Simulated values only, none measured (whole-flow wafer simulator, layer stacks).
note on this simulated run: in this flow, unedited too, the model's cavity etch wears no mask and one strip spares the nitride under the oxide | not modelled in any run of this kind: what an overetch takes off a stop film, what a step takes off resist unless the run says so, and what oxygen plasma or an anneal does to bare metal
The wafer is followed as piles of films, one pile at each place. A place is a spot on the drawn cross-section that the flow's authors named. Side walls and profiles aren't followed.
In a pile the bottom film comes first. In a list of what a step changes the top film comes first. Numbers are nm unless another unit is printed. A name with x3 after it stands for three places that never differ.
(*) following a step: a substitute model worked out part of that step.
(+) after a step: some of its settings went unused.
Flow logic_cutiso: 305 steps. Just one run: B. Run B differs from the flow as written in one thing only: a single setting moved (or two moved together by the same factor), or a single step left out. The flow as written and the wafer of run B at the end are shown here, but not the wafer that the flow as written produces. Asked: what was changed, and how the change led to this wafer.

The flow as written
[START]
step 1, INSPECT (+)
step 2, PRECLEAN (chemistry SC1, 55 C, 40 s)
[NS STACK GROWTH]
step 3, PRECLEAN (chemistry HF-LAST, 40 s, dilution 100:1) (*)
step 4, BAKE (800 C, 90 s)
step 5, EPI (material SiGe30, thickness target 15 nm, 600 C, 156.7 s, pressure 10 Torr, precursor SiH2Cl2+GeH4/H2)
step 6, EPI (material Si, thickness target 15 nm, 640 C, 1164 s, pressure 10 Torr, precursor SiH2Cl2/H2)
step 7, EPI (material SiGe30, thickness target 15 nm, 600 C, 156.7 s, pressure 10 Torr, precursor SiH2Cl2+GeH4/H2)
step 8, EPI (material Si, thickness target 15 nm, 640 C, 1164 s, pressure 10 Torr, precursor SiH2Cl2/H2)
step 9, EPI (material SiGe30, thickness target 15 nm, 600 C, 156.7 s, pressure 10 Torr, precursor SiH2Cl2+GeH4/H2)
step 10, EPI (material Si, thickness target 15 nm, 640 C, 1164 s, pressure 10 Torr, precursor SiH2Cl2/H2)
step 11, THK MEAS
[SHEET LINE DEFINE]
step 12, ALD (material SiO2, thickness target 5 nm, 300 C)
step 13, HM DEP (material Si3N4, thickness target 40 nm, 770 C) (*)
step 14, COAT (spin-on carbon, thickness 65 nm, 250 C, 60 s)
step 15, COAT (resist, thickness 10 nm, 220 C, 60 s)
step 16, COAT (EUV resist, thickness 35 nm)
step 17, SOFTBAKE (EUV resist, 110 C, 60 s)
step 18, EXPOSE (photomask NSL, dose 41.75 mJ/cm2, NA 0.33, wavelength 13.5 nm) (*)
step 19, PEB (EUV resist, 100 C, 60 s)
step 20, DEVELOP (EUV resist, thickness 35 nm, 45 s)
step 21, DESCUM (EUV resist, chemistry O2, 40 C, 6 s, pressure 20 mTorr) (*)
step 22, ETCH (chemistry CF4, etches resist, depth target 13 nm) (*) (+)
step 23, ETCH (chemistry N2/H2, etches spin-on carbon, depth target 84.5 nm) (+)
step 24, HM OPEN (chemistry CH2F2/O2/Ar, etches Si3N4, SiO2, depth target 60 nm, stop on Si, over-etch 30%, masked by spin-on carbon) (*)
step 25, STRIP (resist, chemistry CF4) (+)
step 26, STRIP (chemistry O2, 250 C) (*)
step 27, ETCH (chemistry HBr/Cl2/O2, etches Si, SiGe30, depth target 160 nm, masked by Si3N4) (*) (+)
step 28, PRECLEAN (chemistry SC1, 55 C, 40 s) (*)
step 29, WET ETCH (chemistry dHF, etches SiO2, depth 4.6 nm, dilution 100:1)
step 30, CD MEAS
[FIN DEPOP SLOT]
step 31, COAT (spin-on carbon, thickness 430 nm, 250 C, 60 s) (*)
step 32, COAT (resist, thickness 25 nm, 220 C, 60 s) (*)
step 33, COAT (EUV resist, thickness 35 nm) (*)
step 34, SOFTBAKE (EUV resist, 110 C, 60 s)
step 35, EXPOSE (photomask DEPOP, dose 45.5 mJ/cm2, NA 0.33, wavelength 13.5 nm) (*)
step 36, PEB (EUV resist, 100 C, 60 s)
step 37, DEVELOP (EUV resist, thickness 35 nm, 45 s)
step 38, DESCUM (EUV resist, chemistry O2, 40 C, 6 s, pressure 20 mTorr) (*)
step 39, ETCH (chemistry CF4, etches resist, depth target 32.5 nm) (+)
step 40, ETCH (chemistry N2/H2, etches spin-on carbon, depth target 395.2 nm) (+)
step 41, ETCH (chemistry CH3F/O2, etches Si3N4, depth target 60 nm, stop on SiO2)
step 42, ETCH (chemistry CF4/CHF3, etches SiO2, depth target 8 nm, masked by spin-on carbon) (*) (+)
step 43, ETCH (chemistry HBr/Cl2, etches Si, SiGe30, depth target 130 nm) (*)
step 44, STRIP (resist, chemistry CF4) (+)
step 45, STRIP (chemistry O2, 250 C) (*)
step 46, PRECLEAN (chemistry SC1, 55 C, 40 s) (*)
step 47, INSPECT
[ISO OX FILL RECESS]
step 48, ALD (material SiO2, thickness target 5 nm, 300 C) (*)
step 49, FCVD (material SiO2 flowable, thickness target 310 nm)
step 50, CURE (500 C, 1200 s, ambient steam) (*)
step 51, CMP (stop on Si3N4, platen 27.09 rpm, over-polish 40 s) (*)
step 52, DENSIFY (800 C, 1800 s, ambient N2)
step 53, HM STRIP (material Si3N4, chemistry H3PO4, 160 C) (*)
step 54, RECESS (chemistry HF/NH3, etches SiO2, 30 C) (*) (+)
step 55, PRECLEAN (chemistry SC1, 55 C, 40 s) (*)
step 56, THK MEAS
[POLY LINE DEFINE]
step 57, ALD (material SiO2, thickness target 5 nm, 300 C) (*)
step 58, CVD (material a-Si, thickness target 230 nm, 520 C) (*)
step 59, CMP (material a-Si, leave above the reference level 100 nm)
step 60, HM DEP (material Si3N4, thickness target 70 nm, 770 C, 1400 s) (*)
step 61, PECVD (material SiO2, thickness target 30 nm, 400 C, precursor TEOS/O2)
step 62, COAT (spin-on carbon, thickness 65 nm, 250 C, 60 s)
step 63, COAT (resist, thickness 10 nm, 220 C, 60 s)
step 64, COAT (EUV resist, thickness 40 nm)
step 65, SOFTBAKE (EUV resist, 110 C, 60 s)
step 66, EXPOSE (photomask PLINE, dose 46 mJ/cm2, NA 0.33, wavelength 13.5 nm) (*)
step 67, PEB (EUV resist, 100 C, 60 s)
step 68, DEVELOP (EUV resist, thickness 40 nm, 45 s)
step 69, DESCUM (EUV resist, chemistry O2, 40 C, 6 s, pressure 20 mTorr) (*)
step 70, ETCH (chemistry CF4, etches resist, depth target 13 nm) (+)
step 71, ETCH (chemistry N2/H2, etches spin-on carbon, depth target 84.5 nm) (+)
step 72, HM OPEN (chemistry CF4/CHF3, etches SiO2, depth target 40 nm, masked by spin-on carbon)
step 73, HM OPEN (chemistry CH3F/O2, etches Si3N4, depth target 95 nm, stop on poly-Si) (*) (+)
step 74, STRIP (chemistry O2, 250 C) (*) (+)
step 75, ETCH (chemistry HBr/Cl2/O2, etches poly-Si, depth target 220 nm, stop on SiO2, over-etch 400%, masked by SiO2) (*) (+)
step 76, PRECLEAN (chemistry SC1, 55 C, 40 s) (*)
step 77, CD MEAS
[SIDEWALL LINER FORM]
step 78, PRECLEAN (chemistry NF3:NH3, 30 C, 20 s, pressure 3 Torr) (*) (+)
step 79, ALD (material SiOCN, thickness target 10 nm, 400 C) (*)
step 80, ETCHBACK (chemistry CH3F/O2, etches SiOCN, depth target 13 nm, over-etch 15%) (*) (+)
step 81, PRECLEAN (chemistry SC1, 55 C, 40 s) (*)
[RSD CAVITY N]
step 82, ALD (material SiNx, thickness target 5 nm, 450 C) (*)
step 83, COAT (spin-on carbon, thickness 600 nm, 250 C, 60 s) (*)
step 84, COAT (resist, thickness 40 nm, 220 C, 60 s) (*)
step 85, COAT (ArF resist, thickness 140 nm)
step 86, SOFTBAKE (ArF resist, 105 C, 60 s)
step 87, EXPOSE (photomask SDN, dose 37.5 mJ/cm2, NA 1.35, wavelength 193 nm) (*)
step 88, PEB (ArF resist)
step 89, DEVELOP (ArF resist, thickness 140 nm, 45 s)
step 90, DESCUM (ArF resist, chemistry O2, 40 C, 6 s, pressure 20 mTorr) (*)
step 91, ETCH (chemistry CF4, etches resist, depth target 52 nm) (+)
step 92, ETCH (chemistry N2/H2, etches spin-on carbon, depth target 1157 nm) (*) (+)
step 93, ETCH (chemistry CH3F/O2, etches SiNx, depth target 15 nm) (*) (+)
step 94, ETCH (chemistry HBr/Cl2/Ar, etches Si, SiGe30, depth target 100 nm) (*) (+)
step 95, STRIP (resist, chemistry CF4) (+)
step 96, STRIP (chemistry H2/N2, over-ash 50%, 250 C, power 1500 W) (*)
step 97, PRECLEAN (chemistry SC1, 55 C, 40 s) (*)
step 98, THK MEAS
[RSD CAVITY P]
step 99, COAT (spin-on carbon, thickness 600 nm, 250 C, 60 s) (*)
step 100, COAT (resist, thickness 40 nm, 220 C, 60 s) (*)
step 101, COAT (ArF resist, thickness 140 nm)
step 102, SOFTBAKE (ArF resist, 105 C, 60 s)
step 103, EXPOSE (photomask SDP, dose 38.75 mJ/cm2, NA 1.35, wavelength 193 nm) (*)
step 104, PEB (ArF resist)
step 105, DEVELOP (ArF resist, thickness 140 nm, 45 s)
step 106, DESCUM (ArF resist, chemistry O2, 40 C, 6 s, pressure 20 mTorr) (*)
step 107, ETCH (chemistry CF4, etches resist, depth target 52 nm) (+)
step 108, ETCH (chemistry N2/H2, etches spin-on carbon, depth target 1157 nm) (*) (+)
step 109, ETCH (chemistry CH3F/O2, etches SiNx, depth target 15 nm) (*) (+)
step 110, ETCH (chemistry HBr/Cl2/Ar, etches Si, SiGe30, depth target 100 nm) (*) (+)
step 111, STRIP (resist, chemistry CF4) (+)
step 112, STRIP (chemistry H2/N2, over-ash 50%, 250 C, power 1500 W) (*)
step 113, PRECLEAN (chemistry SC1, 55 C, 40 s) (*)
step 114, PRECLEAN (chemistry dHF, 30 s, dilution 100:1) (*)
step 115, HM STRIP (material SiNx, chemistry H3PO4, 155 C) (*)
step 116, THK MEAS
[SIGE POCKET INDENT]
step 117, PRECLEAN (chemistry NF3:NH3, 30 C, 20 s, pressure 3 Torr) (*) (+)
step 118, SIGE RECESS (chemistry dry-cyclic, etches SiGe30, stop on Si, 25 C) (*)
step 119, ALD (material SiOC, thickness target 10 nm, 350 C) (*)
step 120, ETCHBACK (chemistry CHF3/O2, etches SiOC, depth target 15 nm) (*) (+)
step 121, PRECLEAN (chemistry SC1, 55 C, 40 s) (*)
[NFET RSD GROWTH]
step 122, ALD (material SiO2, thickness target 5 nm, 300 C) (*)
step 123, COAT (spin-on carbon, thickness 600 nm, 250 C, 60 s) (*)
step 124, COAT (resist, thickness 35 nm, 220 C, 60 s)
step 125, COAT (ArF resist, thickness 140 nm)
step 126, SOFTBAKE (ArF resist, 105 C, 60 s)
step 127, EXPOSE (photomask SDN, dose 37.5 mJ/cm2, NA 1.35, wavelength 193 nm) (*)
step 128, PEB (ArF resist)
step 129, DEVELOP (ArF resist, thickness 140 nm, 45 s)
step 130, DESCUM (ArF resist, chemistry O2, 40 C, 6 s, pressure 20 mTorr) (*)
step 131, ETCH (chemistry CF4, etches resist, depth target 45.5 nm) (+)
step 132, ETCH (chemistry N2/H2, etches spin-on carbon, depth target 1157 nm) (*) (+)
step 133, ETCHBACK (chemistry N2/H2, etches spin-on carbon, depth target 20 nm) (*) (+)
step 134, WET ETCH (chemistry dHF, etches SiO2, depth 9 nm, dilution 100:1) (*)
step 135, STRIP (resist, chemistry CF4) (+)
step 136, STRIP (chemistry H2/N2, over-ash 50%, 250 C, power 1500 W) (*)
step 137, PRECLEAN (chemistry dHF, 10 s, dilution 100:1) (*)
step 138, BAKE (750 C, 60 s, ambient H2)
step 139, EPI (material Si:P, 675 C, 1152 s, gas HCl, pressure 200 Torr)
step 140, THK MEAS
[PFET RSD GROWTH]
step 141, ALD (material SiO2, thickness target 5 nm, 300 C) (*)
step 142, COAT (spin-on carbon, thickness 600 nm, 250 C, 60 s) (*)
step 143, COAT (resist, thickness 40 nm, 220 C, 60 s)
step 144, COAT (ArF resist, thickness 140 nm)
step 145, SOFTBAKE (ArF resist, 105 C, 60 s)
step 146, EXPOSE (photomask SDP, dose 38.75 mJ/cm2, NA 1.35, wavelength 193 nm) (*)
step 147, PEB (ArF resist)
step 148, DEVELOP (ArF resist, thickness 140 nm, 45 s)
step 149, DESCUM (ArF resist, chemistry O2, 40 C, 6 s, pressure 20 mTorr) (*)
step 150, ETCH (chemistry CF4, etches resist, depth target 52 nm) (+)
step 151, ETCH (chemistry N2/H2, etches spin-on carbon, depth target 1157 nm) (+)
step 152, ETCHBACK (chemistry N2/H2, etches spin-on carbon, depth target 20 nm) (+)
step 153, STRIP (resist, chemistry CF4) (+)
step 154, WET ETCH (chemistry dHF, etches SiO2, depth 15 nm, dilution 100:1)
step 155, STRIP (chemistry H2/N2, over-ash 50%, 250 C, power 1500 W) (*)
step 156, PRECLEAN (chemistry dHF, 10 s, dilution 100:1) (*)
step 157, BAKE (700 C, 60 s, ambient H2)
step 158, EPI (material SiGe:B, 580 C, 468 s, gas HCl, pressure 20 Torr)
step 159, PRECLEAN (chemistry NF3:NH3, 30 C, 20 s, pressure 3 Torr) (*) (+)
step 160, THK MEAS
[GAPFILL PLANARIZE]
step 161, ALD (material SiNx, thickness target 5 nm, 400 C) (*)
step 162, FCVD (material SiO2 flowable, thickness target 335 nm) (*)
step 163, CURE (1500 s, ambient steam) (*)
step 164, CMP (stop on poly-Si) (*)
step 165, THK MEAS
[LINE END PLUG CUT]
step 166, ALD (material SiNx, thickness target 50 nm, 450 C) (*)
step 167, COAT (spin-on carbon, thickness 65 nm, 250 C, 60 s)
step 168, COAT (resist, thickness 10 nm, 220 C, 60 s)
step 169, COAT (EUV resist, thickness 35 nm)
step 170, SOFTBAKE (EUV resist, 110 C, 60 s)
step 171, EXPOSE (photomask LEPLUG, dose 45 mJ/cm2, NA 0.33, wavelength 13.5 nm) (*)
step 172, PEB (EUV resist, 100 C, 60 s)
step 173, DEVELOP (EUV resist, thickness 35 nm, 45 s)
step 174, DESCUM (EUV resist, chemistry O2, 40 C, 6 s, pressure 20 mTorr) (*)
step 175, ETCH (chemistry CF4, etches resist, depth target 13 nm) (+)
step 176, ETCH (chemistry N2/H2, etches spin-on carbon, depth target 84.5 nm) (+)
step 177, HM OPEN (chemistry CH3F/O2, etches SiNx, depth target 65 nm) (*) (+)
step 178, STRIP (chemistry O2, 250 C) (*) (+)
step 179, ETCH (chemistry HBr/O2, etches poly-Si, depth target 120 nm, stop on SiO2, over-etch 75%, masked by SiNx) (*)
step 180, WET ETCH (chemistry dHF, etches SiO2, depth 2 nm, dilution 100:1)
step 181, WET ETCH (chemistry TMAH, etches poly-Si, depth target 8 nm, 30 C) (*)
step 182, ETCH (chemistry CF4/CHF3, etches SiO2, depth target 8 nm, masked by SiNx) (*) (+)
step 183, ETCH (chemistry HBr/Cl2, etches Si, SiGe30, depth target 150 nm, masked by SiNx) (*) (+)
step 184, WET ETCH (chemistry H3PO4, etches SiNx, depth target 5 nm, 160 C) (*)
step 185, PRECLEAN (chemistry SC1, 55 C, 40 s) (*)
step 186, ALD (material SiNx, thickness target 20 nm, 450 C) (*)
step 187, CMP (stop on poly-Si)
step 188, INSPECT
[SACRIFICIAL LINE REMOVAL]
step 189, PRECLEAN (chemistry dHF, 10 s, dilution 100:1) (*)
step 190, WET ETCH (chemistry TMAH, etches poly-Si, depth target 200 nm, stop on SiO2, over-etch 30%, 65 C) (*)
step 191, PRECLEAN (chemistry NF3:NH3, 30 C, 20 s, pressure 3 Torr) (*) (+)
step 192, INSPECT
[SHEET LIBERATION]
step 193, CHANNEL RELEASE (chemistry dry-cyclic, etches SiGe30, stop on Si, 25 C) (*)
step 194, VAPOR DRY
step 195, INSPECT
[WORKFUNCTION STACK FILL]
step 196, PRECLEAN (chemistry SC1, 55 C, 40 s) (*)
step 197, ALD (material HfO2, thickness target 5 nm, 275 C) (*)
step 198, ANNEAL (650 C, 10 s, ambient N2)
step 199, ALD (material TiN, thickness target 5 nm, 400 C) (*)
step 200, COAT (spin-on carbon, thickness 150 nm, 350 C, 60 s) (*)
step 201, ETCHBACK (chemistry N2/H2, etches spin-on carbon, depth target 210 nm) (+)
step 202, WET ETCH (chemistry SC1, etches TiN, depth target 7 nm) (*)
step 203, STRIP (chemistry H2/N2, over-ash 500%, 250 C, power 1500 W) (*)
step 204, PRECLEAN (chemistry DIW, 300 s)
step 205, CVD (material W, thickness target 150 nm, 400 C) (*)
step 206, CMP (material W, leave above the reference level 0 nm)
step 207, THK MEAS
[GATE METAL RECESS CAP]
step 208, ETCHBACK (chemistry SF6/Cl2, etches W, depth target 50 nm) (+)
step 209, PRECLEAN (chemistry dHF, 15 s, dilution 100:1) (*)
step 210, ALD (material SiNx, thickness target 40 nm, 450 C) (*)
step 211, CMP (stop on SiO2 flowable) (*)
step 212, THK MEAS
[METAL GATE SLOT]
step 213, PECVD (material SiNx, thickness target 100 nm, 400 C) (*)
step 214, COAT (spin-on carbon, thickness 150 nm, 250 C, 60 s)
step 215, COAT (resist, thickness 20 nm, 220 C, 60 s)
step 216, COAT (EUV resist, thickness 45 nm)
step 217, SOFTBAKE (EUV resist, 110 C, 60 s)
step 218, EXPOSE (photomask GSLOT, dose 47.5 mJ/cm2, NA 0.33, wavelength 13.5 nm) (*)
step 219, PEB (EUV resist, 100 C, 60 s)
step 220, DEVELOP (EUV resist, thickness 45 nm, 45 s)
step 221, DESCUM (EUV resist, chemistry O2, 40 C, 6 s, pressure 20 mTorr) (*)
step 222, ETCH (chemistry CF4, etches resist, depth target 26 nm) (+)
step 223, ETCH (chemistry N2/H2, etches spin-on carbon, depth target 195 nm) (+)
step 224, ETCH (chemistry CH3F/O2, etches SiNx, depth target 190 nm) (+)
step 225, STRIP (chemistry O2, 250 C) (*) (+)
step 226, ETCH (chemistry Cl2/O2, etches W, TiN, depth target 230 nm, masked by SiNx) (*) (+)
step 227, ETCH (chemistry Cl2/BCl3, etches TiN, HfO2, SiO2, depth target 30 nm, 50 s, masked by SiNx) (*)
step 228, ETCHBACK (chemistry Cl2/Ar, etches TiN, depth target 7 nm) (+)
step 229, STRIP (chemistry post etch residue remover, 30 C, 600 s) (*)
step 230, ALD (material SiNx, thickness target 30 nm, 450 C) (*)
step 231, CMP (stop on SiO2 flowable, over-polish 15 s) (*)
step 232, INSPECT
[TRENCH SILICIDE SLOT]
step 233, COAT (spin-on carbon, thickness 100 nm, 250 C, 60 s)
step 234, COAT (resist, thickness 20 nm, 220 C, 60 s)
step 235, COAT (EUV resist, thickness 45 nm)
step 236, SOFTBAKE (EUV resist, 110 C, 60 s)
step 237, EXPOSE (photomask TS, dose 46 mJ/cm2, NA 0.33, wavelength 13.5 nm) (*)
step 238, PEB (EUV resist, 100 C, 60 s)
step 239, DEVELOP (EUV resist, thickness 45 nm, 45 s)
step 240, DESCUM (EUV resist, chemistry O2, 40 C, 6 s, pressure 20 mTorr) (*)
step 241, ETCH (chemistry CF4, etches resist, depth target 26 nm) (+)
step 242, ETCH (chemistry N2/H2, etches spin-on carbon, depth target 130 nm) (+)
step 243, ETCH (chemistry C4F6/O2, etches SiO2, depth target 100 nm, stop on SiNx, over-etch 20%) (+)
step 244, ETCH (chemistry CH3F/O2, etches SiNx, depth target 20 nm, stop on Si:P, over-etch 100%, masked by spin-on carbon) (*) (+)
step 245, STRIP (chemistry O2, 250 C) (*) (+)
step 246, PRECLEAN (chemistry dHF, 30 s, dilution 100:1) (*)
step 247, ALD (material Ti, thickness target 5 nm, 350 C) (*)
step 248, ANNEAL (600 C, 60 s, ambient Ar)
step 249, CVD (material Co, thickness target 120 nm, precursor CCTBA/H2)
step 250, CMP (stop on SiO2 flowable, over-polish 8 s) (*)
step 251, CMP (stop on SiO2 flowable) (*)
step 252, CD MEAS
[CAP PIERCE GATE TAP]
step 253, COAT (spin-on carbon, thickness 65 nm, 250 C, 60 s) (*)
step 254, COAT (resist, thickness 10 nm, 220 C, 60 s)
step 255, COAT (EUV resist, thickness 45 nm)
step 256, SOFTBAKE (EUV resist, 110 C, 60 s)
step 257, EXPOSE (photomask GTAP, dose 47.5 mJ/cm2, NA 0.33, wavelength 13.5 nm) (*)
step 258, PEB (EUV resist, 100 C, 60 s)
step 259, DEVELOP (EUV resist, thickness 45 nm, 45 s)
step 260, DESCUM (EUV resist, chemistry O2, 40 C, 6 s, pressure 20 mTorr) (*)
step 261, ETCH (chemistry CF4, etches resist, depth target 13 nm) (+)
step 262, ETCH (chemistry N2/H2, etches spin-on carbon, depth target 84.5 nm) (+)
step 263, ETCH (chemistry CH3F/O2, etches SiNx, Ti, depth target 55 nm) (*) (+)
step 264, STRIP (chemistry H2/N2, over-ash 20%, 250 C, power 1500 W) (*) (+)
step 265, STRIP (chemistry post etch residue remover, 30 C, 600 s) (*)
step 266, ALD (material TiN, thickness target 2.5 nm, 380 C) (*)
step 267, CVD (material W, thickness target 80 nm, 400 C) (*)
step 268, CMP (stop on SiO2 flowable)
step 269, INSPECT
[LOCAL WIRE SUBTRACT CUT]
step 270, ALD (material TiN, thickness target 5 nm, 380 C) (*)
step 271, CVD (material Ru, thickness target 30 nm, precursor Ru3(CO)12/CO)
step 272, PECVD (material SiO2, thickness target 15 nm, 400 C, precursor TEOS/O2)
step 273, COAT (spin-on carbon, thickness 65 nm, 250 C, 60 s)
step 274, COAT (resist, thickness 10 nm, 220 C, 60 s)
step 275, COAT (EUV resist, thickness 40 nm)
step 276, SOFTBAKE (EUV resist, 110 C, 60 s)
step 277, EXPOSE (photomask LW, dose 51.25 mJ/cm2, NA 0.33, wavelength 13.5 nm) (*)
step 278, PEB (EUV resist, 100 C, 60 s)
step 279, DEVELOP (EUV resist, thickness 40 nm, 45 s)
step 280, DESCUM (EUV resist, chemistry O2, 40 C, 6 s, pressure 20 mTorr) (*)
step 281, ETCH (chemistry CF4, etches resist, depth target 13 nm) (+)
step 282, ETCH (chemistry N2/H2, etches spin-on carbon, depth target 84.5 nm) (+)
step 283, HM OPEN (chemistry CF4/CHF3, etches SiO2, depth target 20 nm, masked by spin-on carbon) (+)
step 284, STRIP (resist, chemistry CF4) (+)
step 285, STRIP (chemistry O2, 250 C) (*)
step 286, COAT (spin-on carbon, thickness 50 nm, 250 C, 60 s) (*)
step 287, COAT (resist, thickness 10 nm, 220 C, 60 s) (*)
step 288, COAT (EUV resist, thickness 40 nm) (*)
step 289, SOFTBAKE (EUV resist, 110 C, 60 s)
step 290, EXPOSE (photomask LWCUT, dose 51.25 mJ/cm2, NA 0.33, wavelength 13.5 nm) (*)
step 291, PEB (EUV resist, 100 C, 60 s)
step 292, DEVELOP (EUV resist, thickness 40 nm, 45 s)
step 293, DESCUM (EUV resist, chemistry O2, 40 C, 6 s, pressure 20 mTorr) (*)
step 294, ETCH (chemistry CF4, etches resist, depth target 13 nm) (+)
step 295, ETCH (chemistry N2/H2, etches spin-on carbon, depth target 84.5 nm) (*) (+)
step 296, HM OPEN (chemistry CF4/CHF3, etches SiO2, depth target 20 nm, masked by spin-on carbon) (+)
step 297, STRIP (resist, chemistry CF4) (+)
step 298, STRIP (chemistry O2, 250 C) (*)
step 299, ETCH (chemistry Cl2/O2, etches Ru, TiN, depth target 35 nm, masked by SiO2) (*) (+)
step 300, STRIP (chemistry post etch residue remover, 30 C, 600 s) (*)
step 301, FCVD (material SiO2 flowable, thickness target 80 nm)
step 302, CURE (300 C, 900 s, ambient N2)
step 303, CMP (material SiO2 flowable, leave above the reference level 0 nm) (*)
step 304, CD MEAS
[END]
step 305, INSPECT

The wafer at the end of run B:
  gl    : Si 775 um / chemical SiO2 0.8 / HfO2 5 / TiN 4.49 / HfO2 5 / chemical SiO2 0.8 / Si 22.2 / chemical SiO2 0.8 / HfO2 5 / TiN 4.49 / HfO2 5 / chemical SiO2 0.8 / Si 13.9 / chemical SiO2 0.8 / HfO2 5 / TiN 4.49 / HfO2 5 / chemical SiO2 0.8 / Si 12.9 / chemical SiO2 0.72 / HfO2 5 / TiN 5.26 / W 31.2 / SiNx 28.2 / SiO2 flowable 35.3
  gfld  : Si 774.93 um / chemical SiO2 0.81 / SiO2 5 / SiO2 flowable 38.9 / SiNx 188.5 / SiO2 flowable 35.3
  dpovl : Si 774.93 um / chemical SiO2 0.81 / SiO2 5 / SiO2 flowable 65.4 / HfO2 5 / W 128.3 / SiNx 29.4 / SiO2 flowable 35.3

What caused this: step 6, EPI: thickness target 23.2 nm was run, while the flow as written has thickness target 15 nm; step 6, EPI: 1805 s was run, where the flow has 1164 s.

How this came from the change, step by step:
  step 6, EPI (material Si, thickness target 15 nm, 640 C, 1164 s, pressure 10 Torr, precursor SiH2Cl2/H2)
      depop, dpovl, gfld and 19 more: Si gains 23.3 (new film) (in the flow as written it would be: Si gains 15 (new film))
  step 27, ETCH (chemistry HBr/Cl2/O2, etches Si, SiGe30, depth target 160 nm, masked by Si3N4) (*) (+)
      gfld, gxf, iso, lnri: chemical SiO2 loses 0.79 (all of it), Si loses 11.4 (all of it), SiGe30 loses 15 (all of it), Si loses 15 (all of it), SiGe30 loses 15 (all of it), Si loses 23.3 (all of it), SiGe30 loses 15 (all of it), Si loses 65.4 (in the flow as written it would be: chemical SiO2 loses 0.79 (all of it), Si loses 11.4 (all of it), SiGe30 loses 15 (all of it), Si loses 15 (all of it), SiGe30 loses 15 (all of it), Si loses 15 (all of it), SiGe30 loses 15 (all of it), Si loses 73.6)
      dpovl, nsgap: chemical SiO2 loses 0.79 (all of it), Si loses 11.8 (all of it), SiGe30 loses 15 (all of it), Si loses 15 (all of it), SiGe30 loses 15 (all of it), Si loses 23.3 (all of it), SiGe30 loses 15 (all of it), Si loses 65 (in the flow as written it would be: chemical SiO2 loses 0.79 (all of it), Si loses 11.8 (all of it), SiGe30 loses 15 (all of it), Si loses 15 (all of it), SiGe30 loses 15 (all of it), Si loses 15 (all of it), SiGe30 loses 15 (all of it), Si loses 73.2)
      (as well as at 1 more place)
  step 43, ETCH (chemistry HBr/Cl2, etches Si, SiGe30, depth target 130 nm) (*)
      depop: Si loses 14 (all of it), SiGe30 loses 15 (all of it), Si loses 15 (all of it), SiGe30 loses 15 (all of it), Si loses 23.3 (all of it), SiGe30 loses 15 (all of it), Si loses 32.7 (in the flow as written it would be: Si loses 14 (all of it), SiGe30 loses 15 (all of it), Si loses 15 (all of it), SiGe30 loses 15 (all of it), Si loses 15 (all of it), SiGe30 loses 15 (all of it), Si loses 41)
  step 94, ETCH (chemistry HBr/Cl2/Ar, etches Si, SiGe30, depth target 100 nm) (*) (+)
      rsdn, rsdx: chemical SiO2 loses 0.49 (all of it), Si loses 12.8 (all of it), SiGe30 loses 15 (all of it), Si loses 15 (all of it), SiGe30 loses 15 (all of it), Si loses 23.3 (all of it), SiGe30 loses 15 (all of it), Si loses 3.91 (in the flow as written it would be: chemical SiO2 loses 0.49 (all of it), Si loses 12.8 (all of it), SiGe30 loses 15 (all of it), Si loses 15 (all of it), SiGe30 loses 15 (all of it), Si loses 15 (all of it), SiGe30 loses 15 (all of it), Si loses 12.2)
  step 110, ETCH (chemistry HBr/Cl2/Ar, etches Si, SiGe30, depth target 100 nm) (*) (+)
      rsdp, rsdw: chemical SiO2 loses 0.49 (all of it), Si loses 12.8 (all of it), SiGe30 loses 15 (all of it), Si loses 15 (all of it), SiGe30 loses 15 (all of it), Si loses 23.3 (all of it), SiGe30 loses 15 (all of it), Si loses 3.91 (in the flow as written it would be: chemical SiO2 loses 0.49 (all of it), Si loses 12.8 (all of it), SiGe30 loses 15 (all of it), Si loses 15 (all of it), SiGe30 loses 15 (all of it), Si loses 15 (all of it), SiGe30 loses 15 (all of it), Si loses 12.2)
  step 183, ETCH (chemistry HBr/Cl2, etches Si, SiGe30, depth target 150 nm, masked by SiNx) (*) (+)
      plug: Si loses 13.6 (all of it), SiGe30 loses 15 (all of it), Si loses 15 (all of it), SiGe30 loses 15 (all of it), Si loses 23.3 (all of it), SiGe30 loses 15 (all of it), Si loses 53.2 (in the flow as written it would be: Si loses 13.6 (all of it), SiGe30 loses 15 (all of it), Si loses 15 (all of it), SiGe30 loses 15 (all of it), Si loses 15 (all of it), SiGe30 loses 15 (all of it), Si loses 61.4)
